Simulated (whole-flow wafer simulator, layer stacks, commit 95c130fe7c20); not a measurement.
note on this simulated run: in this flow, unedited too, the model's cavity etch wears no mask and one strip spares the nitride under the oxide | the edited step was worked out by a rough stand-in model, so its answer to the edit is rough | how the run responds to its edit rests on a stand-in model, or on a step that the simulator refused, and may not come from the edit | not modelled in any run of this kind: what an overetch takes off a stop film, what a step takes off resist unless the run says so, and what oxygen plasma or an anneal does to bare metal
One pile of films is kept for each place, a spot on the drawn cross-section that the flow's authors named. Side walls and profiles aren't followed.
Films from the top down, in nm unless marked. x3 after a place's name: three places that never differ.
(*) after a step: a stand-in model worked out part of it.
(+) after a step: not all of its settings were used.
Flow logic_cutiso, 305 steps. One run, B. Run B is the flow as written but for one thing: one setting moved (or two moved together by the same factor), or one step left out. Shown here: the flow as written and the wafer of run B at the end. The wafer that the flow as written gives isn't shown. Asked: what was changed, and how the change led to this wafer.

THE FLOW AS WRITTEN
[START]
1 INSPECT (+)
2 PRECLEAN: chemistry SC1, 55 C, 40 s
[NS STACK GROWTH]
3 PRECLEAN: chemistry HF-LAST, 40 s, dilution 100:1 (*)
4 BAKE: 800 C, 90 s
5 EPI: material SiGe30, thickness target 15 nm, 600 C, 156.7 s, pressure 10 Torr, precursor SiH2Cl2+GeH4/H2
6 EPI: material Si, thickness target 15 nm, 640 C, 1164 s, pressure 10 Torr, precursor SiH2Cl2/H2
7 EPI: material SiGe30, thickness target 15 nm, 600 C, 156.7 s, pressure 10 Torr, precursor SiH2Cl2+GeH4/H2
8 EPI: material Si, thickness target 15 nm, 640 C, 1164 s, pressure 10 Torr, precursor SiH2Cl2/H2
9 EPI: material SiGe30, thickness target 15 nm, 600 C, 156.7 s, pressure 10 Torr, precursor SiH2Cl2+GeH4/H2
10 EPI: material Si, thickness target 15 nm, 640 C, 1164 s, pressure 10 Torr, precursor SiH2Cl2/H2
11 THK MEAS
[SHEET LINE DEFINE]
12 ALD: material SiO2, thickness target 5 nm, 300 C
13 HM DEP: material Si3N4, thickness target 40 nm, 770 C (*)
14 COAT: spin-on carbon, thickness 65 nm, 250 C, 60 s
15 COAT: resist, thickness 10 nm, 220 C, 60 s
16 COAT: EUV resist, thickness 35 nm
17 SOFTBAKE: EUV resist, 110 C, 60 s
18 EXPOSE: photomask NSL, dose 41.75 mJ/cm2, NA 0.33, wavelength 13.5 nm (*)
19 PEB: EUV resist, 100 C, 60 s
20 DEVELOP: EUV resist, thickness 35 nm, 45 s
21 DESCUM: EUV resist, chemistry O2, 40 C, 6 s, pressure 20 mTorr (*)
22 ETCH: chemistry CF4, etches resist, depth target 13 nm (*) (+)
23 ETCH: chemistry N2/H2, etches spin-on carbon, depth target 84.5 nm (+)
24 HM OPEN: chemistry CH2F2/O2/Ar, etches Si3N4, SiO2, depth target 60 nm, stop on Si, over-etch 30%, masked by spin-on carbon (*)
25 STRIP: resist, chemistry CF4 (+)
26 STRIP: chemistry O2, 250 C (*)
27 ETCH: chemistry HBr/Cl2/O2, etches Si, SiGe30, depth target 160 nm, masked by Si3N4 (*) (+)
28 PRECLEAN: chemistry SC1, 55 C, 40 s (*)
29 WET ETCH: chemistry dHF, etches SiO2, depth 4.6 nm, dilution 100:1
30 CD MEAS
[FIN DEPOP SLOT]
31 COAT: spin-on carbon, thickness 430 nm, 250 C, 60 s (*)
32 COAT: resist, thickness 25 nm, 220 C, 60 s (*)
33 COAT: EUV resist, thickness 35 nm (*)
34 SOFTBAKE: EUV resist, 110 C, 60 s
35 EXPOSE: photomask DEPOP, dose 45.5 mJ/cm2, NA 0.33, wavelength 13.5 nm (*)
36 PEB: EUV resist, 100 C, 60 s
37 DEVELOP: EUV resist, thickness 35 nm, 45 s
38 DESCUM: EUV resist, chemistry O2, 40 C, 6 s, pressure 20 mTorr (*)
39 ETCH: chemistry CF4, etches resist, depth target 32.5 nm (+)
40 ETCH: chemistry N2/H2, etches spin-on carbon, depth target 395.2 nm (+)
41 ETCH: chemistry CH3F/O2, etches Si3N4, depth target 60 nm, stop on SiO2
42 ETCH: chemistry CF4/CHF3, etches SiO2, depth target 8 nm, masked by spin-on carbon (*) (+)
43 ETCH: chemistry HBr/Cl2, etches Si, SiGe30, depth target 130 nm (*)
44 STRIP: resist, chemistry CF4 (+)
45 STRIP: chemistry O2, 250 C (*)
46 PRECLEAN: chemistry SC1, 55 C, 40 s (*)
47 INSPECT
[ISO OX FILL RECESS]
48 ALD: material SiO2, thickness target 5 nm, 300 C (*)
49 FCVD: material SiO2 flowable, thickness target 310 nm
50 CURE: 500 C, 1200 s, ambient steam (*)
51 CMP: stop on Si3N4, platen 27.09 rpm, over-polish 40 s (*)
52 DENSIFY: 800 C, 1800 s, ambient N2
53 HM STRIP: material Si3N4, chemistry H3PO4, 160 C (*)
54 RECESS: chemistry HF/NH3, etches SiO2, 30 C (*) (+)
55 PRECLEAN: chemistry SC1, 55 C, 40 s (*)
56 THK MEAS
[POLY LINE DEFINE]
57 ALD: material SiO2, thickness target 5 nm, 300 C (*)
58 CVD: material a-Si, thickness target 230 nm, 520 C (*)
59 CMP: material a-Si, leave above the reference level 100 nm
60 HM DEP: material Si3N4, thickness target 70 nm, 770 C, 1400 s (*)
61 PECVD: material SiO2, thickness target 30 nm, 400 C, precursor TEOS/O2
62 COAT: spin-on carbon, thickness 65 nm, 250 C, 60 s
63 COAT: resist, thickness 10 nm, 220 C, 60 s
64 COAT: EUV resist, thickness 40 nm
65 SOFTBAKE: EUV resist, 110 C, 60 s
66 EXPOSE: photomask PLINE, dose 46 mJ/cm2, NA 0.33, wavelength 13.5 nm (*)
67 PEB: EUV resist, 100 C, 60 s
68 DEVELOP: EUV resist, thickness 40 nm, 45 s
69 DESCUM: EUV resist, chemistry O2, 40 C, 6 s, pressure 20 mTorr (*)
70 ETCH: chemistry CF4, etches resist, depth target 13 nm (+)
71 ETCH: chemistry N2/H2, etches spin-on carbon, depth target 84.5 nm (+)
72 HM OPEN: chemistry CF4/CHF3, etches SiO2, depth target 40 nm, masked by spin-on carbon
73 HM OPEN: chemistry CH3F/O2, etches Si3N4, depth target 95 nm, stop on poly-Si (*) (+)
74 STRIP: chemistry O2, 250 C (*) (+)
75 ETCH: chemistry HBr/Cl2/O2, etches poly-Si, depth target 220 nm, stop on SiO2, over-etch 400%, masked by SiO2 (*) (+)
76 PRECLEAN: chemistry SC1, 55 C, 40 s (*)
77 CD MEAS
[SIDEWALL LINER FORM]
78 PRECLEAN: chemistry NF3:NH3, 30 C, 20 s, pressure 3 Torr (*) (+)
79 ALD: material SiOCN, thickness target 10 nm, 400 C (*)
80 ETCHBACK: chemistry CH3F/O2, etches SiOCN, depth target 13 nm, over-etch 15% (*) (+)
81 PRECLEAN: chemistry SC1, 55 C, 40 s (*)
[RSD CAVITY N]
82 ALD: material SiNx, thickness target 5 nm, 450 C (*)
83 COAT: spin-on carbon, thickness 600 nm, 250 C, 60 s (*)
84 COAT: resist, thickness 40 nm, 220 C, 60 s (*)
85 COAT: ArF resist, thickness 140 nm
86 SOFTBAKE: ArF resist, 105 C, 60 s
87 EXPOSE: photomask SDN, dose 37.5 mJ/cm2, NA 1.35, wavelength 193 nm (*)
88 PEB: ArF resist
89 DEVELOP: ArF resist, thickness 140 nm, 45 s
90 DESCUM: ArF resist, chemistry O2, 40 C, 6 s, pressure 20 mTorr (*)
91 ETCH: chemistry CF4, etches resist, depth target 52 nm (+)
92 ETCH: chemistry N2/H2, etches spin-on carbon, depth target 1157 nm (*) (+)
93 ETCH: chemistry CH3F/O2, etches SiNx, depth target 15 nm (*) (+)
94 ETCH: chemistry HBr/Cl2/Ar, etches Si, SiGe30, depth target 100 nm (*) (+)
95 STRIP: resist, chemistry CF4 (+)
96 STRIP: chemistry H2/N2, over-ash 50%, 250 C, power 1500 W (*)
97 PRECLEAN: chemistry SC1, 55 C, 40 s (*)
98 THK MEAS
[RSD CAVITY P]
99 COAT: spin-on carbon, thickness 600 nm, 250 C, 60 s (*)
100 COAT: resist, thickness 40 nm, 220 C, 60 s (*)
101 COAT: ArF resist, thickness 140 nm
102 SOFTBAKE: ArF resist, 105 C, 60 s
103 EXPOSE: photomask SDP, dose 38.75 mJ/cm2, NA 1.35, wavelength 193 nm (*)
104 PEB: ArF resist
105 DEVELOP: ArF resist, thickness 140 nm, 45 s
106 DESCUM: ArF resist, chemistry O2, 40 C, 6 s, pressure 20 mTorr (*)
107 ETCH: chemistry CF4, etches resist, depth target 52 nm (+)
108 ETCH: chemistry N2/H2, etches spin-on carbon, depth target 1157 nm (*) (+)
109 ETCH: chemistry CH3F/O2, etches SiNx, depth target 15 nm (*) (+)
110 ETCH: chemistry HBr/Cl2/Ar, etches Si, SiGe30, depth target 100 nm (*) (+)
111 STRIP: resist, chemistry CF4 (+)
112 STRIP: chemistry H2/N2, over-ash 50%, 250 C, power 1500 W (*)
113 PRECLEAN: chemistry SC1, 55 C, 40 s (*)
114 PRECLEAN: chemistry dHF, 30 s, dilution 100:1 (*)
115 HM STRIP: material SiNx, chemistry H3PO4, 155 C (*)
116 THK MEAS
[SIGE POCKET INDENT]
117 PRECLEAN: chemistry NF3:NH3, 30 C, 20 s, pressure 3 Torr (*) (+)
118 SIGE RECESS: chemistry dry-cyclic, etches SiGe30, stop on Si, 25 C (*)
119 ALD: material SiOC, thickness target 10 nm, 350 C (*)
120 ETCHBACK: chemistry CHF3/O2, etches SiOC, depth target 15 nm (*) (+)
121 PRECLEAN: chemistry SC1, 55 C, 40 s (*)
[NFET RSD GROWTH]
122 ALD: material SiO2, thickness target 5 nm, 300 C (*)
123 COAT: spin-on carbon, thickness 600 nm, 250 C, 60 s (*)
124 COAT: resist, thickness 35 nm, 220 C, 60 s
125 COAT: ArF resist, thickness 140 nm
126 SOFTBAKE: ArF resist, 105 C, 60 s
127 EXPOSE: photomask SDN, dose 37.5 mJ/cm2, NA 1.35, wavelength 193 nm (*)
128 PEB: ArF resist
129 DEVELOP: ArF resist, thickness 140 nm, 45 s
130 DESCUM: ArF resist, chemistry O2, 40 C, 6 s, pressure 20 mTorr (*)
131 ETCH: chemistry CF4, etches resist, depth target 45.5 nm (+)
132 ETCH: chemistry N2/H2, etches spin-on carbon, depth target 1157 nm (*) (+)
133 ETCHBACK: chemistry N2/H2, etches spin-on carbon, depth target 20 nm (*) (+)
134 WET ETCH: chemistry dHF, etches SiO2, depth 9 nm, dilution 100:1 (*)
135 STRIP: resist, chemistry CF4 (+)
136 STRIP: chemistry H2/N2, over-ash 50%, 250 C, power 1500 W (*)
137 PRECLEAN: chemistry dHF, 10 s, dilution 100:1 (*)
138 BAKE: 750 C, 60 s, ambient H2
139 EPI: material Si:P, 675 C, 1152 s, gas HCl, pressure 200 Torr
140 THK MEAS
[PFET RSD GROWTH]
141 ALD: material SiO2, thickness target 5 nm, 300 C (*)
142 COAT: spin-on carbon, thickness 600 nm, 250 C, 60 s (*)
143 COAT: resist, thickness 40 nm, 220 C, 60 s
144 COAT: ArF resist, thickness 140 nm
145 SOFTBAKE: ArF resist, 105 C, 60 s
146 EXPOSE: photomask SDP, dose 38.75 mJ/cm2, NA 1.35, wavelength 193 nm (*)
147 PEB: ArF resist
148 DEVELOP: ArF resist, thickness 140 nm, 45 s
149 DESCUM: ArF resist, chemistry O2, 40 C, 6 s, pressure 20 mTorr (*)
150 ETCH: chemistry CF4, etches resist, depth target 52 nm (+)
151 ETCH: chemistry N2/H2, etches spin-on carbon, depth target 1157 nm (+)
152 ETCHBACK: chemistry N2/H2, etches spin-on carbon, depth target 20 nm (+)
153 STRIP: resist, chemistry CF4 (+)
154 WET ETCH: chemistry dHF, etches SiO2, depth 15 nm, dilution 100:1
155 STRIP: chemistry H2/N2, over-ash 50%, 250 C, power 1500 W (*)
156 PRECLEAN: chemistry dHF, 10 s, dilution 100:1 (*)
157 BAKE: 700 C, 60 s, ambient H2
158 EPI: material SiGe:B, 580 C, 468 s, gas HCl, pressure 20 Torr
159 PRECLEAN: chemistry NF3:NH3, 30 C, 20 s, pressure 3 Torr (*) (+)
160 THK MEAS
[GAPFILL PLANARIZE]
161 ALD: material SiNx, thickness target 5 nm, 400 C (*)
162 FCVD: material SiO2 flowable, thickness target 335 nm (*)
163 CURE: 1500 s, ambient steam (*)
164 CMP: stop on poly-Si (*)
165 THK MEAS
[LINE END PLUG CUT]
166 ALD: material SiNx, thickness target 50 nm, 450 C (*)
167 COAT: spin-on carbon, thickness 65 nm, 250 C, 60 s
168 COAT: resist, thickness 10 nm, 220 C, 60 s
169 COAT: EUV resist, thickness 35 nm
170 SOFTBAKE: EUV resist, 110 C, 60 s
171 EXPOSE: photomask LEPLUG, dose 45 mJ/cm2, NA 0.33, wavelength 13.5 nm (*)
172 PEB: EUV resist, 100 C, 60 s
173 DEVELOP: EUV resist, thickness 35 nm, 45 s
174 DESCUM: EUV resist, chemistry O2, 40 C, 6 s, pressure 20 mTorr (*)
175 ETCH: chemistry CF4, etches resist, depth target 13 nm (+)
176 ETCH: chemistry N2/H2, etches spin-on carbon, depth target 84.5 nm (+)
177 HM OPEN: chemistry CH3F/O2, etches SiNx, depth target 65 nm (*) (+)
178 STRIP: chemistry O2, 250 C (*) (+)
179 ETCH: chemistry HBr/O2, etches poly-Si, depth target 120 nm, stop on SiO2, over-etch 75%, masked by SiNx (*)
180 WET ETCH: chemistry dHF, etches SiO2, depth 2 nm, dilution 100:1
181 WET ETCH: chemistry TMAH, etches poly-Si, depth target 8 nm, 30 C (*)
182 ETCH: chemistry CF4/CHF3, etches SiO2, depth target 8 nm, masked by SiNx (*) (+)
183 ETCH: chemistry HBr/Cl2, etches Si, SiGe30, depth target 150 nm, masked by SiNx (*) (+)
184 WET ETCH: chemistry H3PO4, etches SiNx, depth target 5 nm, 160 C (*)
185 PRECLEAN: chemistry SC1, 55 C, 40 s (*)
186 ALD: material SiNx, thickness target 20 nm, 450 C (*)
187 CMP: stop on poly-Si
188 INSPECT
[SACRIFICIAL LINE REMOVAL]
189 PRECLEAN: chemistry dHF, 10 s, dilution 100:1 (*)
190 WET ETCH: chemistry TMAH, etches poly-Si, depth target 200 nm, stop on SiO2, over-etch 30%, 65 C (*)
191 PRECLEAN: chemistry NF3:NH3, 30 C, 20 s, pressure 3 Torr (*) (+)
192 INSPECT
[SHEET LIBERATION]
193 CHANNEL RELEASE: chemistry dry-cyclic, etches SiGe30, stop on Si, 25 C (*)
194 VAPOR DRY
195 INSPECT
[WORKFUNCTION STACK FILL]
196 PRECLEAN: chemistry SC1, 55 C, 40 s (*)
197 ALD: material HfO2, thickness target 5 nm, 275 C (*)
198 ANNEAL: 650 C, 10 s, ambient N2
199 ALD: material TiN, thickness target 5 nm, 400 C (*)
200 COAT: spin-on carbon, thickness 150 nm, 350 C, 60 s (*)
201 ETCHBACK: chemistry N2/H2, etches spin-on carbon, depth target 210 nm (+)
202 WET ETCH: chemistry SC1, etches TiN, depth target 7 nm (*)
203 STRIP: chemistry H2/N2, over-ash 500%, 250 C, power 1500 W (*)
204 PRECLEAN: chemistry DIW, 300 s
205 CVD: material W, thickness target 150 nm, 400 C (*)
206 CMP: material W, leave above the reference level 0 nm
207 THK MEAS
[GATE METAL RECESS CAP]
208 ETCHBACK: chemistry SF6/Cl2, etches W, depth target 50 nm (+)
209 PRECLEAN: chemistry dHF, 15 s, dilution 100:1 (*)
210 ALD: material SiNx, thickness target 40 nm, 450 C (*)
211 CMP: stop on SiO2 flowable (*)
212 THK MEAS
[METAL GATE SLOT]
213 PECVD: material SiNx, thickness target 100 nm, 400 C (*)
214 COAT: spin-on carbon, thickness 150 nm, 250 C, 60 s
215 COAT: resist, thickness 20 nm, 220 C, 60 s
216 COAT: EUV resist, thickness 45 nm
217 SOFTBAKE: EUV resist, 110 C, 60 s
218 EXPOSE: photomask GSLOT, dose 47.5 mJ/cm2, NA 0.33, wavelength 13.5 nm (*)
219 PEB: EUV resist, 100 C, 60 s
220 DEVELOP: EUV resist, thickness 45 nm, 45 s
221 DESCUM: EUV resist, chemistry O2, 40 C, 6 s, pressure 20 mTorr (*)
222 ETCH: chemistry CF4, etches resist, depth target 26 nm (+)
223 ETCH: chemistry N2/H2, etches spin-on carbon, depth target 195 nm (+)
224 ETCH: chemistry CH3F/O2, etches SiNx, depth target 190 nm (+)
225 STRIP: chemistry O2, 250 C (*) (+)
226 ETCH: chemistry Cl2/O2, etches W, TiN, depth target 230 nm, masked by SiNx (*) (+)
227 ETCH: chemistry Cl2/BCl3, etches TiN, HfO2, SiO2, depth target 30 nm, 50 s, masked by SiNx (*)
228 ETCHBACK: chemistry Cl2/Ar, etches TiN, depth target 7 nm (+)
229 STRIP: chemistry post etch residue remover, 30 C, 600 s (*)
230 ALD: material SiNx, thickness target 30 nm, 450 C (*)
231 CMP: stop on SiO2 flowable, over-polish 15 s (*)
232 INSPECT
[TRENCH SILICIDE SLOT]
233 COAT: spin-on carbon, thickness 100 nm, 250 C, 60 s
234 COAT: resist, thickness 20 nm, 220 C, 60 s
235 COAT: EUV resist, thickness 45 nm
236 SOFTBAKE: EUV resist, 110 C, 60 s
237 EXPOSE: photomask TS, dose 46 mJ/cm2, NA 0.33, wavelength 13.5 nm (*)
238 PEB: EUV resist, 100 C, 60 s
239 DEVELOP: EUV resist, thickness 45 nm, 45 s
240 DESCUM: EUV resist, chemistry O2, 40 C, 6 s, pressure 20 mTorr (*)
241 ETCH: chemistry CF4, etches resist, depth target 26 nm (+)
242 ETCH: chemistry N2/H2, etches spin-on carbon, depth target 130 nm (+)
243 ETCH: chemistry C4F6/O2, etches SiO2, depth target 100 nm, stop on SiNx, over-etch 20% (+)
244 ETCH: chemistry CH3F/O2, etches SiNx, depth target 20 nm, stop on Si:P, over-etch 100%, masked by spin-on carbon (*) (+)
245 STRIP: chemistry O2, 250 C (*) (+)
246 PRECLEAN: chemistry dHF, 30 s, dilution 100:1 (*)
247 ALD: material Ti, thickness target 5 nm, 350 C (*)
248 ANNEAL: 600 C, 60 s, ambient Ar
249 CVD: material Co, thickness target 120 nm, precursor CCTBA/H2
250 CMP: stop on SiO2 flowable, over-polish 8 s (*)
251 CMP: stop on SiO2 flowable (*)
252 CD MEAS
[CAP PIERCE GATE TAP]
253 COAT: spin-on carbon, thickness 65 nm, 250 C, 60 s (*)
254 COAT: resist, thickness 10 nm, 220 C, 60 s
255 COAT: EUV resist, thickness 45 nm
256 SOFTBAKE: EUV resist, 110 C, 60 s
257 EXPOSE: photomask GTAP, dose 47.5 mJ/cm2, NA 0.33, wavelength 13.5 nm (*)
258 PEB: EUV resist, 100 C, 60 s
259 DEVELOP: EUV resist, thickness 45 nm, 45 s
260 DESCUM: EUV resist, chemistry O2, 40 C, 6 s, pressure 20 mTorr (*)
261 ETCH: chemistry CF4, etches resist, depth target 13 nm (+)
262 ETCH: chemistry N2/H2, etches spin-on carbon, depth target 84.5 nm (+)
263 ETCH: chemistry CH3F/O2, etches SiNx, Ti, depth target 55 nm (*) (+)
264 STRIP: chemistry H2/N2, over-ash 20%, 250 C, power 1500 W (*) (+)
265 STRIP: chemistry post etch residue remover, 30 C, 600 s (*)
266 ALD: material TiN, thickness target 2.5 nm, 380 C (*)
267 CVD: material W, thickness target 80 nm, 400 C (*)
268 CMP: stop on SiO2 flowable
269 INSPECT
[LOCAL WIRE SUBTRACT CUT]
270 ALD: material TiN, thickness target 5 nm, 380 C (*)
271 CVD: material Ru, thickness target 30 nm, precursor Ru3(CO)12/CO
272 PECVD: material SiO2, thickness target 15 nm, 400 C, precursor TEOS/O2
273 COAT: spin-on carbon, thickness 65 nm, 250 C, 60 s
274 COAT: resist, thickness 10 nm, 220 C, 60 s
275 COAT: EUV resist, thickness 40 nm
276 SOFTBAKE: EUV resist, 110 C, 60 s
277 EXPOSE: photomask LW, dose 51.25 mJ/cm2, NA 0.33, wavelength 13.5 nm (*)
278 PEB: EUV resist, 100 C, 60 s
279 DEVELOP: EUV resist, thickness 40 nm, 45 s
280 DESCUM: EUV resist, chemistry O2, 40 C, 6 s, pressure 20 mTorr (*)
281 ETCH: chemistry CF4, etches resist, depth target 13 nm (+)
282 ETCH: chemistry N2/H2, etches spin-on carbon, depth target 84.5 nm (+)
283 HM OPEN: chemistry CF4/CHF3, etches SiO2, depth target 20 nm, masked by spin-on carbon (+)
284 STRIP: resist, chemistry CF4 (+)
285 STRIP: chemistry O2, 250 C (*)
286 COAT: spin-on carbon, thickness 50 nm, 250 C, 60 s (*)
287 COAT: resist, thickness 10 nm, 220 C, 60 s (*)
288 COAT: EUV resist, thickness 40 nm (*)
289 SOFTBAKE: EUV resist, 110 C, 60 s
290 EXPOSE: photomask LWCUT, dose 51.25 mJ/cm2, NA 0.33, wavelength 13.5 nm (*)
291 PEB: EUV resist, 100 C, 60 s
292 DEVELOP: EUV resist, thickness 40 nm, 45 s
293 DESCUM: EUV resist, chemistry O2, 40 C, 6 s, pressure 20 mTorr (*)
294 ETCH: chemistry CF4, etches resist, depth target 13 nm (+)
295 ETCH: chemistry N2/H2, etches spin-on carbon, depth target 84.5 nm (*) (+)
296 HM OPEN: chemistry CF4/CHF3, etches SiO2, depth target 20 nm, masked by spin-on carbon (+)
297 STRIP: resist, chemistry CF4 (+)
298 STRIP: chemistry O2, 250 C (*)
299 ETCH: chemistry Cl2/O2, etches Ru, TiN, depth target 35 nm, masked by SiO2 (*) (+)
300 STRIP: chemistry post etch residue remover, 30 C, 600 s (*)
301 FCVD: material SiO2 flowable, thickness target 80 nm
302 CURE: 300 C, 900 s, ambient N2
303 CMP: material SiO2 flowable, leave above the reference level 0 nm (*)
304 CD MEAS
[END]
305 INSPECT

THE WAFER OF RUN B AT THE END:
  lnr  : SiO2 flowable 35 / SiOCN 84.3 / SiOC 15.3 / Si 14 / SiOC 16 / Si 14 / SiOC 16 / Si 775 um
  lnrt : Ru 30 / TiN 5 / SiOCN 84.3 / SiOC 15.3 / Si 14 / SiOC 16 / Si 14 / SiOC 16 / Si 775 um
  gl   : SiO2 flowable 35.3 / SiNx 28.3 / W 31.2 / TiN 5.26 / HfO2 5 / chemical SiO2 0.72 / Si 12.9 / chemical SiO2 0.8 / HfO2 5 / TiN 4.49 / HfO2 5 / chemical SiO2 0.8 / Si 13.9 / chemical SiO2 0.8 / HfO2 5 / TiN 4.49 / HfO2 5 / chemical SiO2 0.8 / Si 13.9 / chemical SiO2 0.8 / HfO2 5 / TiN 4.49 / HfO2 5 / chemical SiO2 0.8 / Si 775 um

The cause: step 75, ETCH: over-etch 580% was run, where the flow has over-etch 400%.

How the change led to this, step by step:
  75 ETCH: chemistry HBr/Cl2/O2, etches poly-Si, depth target 220 nm, stop on SiO2, over-etch 400%, masked by SiO2 (*) (+)
      lnr, lnrp, lnrt, rsdn, rsdp, rsdw, rsdx: chemical SiO2 -0.79 (all of it), poly-Si -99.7 (all of it), SiO2 -5 (all of it), chemical SiO2 -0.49 (all of it), Si -13.9 (all of it) (as written it would be: chemical SiO2 -0.79 (all of it), poly-Si -99.7 (all of it), SiO2 -5 (all of it))
      iso, lnri: chemical SiO2 -0.79 (all of it), poly-Si -189.1 (all of it), SiO2 -5 (all of it), SiO2 flowable -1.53 (as written it would be: chemical SiO2 -0.79 (all of it), poly-Si -189.1 (all of it), SiO2 -4.55)
      (and at 13 more places)
  80 ETCHBACK: chemistry CH3F/O2, etches SiOCN, depth target 13 nm, over-etch 15% (*) (+)
      rsdn, rsdp, rsdw, rsdx: SiOCN -10 (all of it), SiGe30 -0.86 (as written it would be: SiOCN -10 (all of it), Si -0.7)
      lnr, lnrp, lnrt: SiOCN +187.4 (as written it would be: SiOCN +175.1)
  94 ETCH: chemistry HBr/Cl2/Ar, etches Si, SiGe30, depth target 100 nm (*) (+)
      rsdn, rsdx: chemical SiO2 -0.49 (all of it), SiGe30 -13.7 (all of it), Si -15 (all of it), SiGe30 -15 (all of it), Si -15 (all of it), SiGe30 -15 (all of it), Si -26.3 (as written it would be: chemical SiO2 -0.49 (all of it), Si -12.8 (all of it), SiGe30 -15 (all of it), Si -15 (all of it), SiGe30 -15 (all of it), Si -15 (all of it), SiGe30 -15 (all of it), Si -12.2)
  110 ETCH: chemistry HBr/Cl2/Ar, etches Si, SiGe30, depth target 100 nm (*) (+)
      rsdp, rsdw: chemical SiO2 -0.49 (all of it), SiGe30 -13.7 (all of it), Si -15 (all of it), SiGe30 -15 (all of it), Si -15 (all of it), SiGe30 -15 (all of it), Si -26.3 (as written it would be: chemical SiO2 -0.49 (all of it), Si -12.8 (all of it), SiGe30 -15 (all of it), Si -15 (all of it), SiGe30 -15 (all of it), Si -15 (all of it), SiGe30 -15 (all of it), Si -12.2)
  118 SIGE RECESS: chemistry dry-cyclic, etches SiGe30, stop on Si, 25 C (*)
      lnr, lnrp, lnrt: SiOCN -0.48, cavity +15.3 (new film), SiGe30 -14.8 (all of it), Si -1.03, cavity +16 (new film), SiGe30 -15 (all of it), Si -1.03, cavity +16 (new film), SiGe30 -15 (all of it), Si -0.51 (as written it would be: SiOCN -0.48, Si -0.51, cavity +16 (new film), SiGe30 -15 (all of it), Si -1.03, cavity +16 (new film), SiGe30 -15 (all of it), Si -1.03, cavity +16 (new film), SiGe30 -15 (all of it), Si -0.51)
  119 ALD: material SiOC, thickness target 10 nm, 350 C (*)
      lnr, lnrp, lnrt: SiOC +10 (new film), SiOC +15.3 (new film), cavity -15.3 (all of it), SiOC +16 (new film), cavity -16 (all of it), SiOC +16 (new film), cavity -16 (all of it) (as written it would be: SiOC +10 (new film), SiOC +16 (new film), cavity -16 (all of it), SiOC +16 (new film), cavity -16 (all of it), SiOC +16 (new film), cavity -16 (all of it))
  120 ETCHBACK: chemistry CHF3/O2, etches SiOC, depth target 15 nm (*) (+)
      gxn: SiOC -10.8 (all of it), SiO2 -2.5 (all of it), Si3N4 -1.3 (as written it would be: SiOC -11 (all of it), SiO2 -4.21 (all of it))
      gxp: SiOC -10.8 (all of it), SiO2 -2.54 (all of it), Si3N4 -1.29 (as written it would be: SiOC -11 (all of it), SiO2 -4.25 (all of it))
      (and at 3 more places)
  122 ALD: material SiO2, thickness target 5 nm, 300 C (*)
      gxn: SiO2 +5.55 (new film) (as written it would be: SiO2 +6.76 (new film))
      gxp: SiO2 +5.54 (new film) (as written it would be: SiO2 +6.75 (new film))
  132 ETCH: chemistry N2/H2, etches spin-on carbon, depth target 1157 nm (*) (+)
      gxn: spin-on carbon -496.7 (all of it), SiO2 -5.55 (all of it), Si3N4 -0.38 (as written it would be: spin-on carbon -499.4 (all of it), SiO2 -6.06)
  133 ETCHBACK: chemistry N2/H2, etches spin-on carbon, depth target 20 nm (*) (+)
      gxn: Si3N4 -0.56 (as written it would be: SiO2 -0.7 (all of it), Si3N4 -0.21)
  139 EPI: material Si:P, 675 C, 1152 s, gas HCl, pressure 200 Torr
      rsdn, rsdx: Si:P +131 (new film) (as written it would be: Si:P +116.9 (new film))
  141 ALD: material SiO2, thickness target 5 nm, 300 C (*)
      gxp: SiO2 +6.77 (as written it would be: SiO2 +5)
  158 EPI: material SiGe:B, 580 C, 468 s, gas HCl, pressure 20 Torr
      rsdp, rsdw: SiGe:B +131 (new film) (as written it would be: SiGe:B +116.8 (new film))
  164 CMP: stop on poly-Si (*)
      depop, dpovl, isow, ns, nsgap: SiO2 flowable -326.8 (all of it), SiNx -5 (all of it), SiO2 -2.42 (all of it), Si3N4 -70 (all of it) (as written it would be: SiO2 flowable -326.8 (all of it), SiNx -5 (all of it), SiO2 -4.13 (all of it), Si3N4 -70 (all of it))
      gfld, gxf: SiO2 flowable -252.4 (all of it), SiNx -5 (all of it), SiO2 -2.42 (all of it), Si3N4 -70 (all of it) (as written it would be: SiO2 flowable -251.9 (all of it), SiNx -5 (all of it), SiO2 -4.13 (all of it), Si3N4 -70 (all of it))
      (and at 6 more places)
